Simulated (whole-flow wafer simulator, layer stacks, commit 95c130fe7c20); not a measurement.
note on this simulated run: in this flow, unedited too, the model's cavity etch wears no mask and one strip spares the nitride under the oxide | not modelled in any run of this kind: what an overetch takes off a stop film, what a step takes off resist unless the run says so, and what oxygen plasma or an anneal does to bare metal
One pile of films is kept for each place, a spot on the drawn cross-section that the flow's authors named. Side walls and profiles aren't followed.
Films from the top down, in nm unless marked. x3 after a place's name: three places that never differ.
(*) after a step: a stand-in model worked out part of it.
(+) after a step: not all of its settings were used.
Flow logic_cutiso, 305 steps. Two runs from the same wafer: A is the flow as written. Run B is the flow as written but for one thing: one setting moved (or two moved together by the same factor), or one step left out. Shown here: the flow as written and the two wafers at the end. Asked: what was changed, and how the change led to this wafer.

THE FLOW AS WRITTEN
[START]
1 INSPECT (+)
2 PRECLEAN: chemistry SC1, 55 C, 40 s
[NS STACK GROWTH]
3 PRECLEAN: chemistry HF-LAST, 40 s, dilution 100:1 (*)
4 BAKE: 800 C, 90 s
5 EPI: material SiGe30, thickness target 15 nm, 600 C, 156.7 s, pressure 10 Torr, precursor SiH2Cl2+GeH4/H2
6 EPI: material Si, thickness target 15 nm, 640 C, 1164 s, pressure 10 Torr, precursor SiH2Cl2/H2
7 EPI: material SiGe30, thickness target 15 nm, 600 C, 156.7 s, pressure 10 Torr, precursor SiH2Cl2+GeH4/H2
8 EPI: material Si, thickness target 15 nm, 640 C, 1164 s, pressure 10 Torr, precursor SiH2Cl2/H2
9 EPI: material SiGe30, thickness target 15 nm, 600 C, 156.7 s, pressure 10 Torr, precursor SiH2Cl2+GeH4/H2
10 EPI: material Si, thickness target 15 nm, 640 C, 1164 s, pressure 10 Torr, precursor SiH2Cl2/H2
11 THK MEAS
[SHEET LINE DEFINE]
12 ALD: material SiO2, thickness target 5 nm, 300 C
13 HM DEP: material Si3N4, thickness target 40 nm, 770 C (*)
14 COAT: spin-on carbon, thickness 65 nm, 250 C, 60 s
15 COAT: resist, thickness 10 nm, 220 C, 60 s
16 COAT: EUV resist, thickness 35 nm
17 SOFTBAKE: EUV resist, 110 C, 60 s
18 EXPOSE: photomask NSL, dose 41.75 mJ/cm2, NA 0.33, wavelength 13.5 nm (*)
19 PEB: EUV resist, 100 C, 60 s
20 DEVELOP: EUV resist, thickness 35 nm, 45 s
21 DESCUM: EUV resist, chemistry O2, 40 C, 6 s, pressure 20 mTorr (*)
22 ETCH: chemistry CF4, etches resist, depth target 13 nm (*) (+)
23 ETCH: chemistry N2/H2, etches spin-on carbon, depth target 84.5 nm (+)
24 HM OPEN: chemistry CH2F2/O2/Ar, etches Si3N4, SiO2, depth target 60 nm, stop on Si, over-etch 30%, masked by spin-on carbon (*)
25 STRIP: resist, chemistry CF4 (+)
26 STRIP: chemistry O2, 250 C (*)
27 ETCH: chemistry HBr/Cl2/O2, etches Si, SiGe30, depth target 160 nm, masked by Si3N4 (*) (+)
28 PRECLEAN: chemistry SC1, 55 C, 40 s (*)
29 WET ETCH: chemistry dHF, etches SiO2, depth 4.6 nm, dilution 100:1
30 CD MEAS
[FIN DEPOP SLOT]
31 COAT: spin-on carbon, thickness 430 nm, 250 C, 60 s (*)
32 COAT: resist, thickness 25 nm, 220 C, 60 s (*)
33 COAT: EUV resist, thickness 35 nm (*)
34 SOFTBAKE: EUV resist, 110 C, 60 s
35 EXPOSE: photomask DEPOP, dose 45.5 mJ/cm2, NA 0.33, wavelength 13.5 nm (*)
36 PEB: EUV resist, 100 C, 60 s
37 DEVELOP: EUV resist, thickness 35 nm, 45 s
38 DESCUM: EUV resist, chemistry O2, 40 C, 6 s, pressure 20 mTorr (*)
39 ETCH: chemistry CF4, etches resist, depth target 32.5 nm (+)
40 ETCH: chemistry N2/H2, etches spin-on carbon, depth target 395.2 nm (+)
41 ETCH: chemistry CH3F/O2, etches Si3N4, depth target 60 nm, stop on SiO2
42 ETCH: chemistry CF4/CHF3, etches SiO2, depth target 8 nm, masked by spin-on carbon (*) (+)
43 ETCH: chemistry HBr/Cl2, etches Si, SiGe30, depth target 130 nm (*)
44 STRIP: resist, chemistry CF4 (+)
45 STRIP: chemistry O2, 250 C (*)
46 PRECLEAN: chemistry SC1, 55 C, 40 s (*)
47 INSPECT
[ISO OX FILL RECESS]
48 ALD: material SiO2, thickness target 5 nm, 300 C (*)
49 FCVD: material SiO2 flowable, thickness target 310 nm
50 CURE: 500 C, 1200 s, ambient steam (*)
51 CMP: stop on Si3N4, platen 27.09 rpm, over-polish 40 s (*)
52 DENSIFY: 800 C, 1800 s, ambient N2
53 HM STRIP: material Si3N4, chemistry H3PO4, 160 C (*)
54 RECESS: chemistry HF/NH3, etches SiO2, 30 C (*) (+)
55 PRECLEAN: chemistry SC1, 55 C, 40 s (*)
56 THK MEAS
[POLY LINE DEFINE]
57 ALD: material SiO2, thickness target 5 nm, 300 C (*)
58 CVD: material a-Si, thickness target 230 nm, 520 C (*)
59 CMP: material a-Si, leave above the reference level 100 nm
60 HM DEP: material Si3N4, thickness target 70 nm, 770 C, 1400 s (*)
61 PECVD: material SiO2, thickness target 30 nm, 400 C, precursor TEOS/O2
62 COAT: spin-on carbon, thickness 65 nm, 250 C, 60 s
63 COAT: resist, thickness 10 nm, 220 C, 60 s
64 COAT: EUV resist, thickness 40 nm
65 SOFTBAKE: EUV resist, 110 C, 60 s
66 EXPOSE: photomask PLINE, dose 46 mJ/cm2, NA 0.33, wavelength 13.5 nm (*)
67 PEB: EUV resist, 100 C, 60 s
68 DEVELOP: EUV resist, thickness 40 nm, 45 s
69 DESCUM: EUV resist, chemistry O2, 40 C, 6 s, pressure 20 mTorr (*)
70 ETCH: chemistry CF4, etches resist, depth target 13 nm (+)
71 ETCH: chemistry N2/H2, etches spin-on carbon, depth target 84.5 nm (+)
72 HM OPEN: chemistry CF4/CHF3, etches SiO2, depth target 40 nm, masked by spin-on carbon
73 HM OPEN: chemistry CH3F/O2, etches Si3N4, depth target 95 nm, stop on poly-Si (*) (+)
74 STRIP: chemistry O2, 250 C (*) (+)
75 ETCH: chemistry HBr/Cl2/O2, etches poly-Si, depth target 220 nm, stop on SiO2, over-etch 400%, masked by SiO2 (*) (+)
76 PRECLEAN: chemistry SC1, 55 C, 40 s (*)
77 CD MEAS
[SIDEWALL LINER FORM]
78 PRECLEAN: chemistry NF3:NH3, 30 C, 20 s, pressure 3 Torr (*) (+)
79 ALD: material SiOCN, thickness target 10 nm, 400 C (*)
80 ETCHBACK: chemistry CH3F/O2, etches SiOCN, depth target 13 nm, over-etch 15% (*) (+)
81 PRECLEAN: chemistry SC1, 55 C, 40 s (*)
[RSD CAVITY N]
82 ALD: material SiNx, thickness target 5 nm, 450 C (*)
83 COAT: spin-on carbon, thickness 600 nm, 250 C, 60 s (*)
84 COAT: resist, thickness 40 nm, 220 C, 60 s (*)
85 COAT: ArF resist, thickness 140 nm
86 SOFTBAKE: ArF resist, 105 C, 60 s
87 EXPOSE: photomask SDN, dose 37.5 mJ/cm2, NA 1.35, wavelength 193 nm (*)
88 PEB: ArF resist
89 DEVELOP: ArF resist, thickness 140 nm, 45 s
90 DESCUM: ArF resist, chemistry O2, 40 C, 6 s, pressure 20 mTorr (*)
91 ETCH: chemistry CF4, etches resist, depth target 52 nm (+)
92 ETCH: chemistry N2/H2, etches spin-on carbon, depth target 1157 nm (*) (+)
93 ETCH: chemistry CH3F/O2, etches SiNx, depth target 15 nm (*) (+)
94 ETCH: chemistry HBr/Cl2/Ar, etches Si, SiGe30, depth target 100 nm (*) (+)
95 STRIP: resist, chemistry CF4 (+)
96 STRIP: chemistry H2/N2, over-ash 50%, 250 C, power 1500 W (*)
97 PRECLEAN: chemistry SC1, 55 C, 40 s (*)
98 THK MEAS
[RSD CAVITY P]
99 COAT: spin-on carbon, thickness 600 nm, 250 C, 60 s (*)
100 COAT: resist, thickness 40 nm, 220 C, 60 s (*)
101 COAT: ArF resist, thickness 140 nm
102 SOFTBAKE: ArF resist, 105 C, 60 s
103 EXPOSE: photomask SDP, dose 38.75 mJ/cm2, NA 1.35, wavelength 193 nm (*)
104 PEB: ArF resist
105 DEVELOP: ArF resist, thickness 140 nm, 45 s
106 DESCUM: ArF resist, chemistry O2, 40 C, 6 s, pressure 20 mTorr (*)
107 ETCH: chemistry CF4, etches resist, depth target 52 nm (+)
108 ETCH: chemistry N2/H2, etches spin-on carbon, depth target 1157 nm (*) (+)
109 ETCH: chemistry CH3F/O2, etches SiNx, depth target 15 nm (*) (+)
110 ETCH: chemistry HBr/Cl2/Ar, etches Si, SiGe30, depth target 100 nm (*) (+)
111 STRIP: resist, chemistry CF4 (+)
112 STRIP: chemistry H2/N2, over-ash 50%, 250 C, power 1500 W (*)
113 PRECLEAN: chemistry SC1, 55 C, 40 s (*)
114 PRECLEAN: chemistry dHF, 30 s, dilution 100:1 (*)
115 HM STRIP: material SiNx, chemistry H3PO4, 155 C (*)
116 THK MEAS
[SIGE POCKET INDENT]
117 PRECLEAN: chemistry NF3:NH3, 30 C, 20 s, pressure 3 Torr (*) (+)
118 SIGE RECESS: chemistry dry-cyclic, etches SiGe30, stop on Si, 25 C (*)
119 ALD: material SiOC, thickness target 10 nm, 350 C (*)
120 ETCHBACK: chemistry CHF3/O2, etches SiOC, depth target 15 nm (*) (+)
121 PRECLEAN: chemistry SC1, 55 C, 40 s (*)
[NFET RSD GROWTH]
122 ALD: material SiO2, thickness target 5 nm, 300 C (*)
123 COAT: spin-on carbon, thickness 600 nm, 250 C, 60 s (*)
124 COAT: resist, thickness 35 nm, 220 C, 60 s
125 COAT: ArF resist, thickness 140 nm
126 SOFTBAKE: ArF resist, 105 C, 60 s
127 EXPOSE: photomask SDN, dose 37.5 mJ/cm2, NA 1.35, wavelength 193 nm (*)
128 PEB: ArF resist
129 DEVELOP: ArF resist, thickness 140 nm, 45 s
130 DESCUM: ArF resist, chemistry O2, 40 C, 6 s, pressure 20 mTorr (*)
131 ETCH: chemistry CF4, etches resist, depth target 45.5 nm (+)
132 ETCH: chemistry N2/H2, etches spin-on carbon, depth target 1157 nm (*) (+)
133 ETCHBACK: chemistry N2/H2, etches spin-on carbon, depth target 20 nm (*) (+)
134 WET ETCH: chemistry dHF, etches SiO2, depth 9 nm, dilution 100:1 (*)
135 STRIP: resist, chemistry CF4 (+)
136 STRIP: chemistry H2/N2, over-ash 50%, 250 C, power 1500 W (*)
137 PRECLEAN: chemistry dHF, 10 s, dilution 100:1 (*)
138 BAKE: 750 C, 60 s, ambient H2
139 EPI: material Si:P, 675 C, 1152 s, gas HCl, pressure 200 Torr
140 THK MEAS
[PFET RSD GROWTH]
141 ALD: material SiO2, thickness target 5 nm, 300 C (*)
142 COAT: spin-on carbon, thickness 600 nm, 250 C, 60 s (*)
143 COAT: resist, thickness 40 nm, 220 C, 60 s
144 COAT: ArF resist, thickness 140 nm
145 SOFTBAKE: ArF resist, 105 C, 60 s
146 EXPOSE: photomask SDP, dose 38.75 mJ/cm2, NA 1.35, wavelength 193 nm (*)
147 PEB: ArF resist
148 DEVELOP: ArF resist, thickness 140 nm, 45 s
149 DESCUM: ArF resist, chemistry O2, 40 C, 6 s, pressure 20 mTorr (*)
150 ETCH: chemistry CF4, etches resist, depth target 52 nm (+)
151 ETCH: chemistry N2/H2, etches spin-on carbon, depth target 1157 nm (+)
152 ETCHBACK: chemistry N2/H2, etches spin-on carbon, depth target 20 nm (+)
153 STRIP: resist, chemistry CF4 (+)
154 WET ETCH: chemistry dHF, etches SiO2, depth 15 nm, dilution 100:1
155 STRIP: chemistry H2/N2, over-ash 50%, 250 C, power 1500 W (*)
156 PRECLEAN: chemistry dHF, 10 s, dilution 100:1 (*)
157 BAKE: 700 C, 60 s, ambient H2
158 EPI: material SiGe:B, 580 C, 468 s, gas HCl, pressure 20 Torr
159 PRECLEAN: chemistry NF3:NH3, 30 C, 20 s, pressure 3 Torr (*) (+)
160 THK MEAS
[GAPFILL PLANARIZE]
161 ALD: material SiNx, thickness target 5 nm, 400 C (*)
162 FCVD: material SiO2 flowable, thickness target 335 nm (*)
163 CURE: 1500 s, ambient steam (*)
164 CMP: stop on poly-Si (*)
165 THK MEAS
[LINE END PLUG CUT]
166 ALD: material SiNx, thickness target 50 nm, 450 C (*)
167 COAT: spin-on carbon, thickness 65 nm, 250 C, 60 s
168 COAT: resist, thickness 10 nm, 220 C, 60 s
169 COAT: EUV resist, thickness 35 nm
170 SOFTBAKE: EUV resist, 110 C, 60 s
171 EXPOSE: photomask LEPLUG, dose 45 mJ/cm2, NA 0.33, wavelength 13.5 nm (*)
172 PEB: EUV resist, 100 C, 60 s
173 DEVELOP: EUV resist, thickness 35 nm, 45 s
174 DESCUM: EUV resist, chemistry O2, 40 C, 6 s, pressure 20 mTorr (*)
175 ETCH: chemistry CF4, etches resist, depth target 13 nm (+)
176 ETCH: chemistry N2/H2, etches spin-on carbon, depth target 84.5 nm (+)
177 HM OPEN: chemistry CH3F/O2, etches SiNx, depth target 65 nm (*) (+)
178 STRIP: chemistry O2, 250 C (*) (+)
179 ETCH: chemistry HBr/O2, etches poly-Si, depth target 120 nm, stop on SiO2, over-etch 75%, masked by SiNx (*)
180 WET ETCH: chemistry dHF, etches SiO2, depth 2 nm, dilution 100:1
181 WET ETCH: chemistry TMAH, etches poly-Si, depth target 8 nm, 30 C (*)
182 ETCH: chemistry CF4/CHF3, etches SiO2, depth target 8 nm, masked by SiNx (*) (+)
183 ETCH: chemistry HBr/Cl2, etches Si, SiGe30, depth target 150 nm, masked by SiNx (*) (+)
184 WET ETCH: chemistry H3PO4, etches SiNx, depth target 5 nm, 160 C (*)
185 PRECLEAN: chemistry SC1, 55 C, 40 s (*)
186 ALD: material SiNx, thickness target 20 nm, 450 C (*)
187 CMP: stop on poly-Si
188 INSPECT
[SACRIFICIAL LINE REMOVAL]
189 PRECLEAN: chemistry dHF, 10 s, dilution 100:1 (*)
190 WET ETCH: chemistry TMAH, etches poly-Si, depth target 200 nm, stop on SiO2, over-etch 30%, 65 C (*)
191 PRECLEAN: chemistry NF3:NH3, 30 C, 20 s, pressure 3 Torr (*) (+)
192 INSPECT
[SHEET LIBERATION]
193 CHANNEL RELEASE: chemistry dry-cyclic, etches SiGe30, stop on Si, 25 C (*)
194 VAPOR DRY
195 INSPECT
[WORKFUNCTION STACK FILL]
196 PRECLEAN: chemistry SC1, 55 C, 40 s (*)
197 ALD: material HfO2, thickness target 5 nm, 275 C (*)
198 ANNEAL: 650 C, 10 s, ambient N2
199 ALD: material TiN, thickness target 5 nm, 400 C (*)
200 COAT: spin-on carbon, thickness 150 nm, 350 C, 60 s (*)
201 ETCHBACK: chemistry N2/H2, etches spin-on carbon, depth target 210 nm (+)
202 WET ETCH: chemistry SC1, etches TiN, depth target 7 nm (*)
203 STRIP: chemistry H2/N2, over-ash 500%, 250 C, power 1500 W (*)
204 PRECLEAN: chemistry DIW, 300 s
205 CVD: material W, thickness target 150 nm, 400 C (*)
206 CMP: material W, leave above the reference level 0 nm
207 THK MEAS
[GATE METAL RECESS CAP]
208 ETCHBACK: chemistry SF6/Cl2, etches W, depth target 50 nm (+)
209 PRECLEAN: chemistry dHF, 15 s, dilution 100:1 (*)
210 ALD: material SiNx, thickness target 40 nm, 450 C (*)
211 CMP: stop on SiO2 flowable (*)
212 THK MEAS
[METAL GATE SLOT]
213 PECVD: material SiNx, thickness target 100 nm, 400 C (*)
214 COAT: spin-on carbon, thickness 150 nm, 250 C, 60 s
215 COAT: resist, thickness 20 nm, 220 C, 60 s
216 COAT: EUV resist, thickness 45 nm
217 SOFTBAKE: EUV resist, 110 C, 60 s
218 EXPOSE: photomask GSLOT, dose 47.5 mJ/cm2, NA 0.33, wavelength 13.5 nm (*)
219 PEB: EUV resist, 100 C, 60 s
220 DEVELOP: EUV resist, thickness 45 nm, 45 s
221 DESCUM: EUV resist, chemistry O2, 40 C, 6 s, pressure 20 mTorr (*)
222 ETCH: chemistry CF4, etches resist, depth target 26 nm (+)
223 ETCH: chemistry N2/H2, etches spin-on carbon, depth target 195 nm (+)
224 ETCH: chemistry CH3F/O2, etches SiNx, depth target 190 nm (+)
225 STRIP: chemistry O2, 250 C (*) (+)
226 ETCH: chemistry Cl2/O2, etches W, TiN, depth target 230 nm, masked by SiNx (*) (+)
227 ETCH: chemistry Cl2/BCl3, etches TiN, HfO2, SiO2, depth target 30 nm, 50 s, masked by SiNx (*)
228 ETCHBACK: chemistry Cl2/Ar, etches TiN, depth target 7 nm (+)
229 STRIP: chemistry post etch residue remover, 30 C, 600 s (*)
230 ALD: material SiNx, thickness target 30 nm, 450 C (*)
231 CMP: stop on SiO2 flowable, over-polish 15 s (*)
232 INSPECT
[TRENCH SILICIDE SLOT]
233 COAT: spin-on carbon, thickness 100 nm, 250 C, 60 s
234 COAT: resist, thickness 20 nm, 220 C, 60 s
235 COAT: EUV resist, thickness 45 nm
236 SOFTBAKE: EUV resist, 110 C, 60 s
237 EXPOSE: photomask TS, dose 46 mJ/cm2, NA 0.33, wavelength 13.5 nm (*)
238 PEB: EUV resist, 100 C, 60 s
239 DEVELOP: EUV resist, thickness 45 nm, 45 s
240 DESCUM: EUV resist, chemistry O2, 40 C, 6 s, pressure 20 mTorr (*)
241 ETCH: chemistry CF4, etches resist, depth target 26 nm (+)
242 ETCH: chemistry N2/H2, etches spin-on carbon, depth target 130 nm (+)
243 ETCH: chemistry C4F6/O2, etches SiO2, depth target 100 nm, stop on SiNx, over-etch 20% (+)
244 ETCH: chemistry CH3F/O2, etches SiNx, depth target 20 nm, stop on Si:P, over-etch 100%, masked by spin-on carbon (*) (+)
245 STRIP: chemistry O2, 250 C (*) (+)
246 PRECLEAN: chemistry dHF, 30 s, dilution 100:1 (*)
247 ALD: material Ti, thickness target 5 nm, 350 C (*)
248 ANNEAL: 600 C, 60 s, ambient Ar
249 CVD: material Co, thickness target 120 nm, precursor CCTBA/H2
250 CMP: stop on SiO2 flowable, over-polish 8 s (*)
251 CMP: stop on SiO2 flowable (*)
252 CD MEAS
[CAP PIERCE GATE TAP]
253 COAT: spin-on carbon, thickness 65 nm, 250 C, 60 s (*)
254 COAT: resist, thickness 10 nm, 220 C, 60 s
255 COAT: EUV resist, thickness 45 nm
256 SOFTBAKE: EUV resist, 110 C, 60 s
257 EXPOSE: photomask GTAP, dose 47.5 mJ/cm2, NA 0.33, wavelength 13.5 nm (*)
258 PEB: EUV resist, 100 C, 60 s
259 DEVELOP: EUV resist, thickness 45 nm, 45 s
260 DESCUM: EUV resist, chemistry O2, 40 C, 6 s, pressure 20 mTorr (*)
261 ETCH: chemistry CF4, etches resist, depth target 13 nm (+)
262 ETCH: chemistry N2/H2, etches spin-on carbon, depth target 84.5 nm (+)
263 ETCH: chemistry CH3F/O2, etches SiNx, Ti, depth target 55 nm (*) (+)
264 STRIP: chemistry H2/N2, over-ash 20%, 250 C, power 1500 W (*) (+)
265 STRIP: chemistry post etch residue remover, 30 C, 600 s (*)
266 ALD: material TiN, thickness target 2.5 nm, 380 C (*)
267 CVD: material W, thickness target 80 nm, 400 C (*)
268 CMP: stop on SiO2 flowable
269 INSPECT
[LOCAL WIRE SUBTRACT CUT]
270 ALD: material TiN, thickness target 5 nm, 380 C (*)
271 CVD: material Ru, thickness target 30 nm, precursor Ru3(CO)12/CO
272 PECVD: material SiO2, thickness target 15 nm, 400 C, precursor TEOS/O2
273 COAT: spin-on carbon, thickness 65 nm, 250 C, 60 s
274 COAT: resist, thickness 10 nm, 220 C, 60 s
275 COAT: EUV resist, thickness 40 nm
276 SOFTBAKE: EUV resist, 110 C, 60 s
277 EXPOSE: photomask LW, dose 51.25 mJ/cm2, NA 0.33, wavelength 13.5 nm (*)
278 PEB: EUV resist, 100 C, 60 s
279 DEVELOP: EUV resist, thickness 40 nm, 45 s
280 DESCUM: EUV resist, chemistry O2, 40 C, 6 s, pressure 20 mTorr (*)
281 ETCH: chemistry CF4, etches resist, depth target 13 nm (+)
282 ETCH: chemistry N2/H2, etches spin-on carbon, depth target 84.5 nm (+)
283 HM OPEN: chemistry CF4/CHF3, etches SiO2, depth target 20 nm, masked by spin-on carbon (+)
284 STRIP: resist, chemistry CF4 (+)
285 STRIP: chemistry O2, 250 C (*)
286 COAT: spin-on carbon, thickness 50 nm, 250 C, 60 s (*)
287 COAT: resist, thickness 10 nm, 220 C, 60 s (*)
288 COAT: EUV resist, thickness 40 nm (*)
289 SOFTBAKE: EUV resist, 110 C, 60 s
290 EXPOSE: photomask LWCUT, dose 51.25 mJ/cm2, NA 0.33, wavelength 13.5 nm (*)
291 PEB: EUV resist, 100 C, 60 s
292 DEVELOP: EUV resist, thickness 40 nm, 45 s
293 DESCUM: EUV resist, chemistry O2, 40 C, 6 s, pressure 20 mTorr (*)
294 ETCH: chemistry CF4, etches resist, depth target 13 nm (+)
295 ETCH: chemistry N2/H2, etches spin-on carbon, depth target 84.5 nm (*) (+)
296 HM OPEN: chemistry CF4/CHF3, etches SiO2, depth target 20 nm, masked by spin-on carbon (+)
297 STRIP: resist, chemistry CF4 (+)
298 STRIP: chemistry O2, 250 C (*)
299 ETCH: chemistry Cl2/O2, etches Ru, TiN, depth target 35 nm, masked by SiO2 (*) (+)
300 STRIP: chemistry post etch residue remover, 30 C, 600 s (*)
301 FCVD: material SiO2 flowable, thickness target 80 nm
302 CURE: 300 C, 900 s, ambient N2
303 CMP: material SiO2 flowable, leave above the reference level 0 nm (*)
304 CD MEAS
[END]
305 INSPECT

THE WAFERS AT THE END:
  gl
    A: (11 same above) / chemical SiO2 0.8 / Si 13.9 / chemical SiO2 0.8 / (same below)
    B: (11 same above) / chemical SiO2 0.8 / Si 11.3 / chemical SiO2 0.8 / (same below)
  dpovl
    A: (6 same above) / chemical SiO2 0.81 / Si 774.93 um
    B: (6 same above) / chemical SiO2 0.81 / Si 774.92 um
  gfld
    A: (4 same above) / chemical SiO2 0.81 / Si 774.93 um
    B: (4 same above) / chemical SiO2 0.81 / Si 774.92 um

The cause: step 8, EPI: 960.6 s was run, where the flow has 1164 s.

How the change led to this, step by step:
  8 EPI: material Si, thickness target 15 nm, 640 C, 1164 s, pressure 10 Torr, precursor SiH2Cl2/H2
      depop, dpovl, gfld and 19 more: A Si +15 (new film) | B Si +12.4 (new film)
  27 ETCH: chemistry HBr/Cl2/O2, etches Si, SiGe30, depth target 160 nm, masked by Si3N4 (*) (+)
      gfld, gxf, iso, lnri: A chemical SiO2 -0.79 (all of it), Si -11.4 (all of it), SiGe30 -15 (all of it), Si -15 (all of it), SiGe30 -15 (all of it), Si -15 (all of it), SiGe30 -15 (all of it), Si -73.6 | B chemical SiO2 -0.79 (all of it), Si -11.4 (all of it), SiGe30 -15 (all of it), Si -12.4 (all of it), SiGe30 -15 (all of it), Si -15 (all of it), SiGe30 -15 (all of it), Si -76.3
      dpovl, nsgap: A chemical SiO2 -0.79 (all of it), Si -11.8 (all of it), SiGe30 -15 (all of it), Si -15 (all of it), SiGe30 -15 (all of it), Si -15 (all of it), SiGe30 -15 (all of it), Si -73.2 | B chemical SiO2 -0.79 (all of it), Si -11.8 (all of it), SiGe30 -15 (all of it), Si -12.4 (all of it), SiGe30 -15 (all of it), Si -15 (all of it), SiGe30 -15 (all of it), Si -75.9
      (and at 1 more place)
  43 ETCH: chemistry HBr/Cl2, etches Si, SiGe30, depth target 130 nm (*)
      depop: A Si -14 (all of it), SiGe30 -15 (all of it), Si -15 (all of it), SiGe30 -15 (all of it), Si -15 (all of it), SiGe30 -15 (all of it), Si -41 | B Si -14 (all of it), SiGe30 -15 (all of it), Si -12.4 (all of it), SiGe30 -15 (all of it), Si -15 (all of it), SiGe30 -15 (all of it), Si -43.6
  94 ETCH: chemistry HBr/Cl2/Ar, etches Si, SiGe30, depth target 100 nm (*) (+)
      rsdn, rsdx: A chemical SiO2 -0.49 (all of it), Si -12.8 (all of it), SiGe30 -15 (all of it), Si -15 (all of it), SiGe30 -15 (all of it), Si -15 (all of it), SiGe30 -15 (all of it), Si -12.2 | B chemical SiO2 -0.49 (all of it), Si -12.8 (all of it), SiGe30 -15 (all of it), Si -12.4 (all of it), SiGe30 -15 (all of it), Si -15 (all of it), SiGe30 -15 (all of it), Si -14.8
  110 ETCH: chemistry HBr/Cl2/Ar, etches Si, SiGe30, depth target 100 nm (*) (+)
      rsdp, rsdw: A chemical SiO2 -0.49 (all of it), Si -12.8 (all of it), SiGe30 -15 (all of it), Si -15 (all of it), SiGe30 -15 (all of it), Si -15 (all of it), SiGe30 -15 (all of it), Si -12.2 | B chemical SiO2 -0.49 (all of it), Si -12.8 (all of it), SiGe30 -15 (all of it), Si -12.4 (all of it), SiGe30 -15 (all of it), Si -15 (all of it), SiGe30 -15 (all of it), Si -14.8
  183 ETCH: chemistry HBr/Cl2, etches Si, SiGe30, depth target 150 nm, masked by SiNx (*) (+)
      plug: A Si -13.6 (all of it), SiGe30 -15 (all of it), Si -15 (all of it), SiGe30 -15 (all of it), Si -15 (all of it), SiGe30 -15 (all of it), Si -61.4 | B Si -13.6 (all of it), SiGe30 -15 (all of it), Si -12.4 (all of it), SiGe30 -15 (all of it), Si -15 (all of it), SiGe30 -15 (all of it), Si -64.1
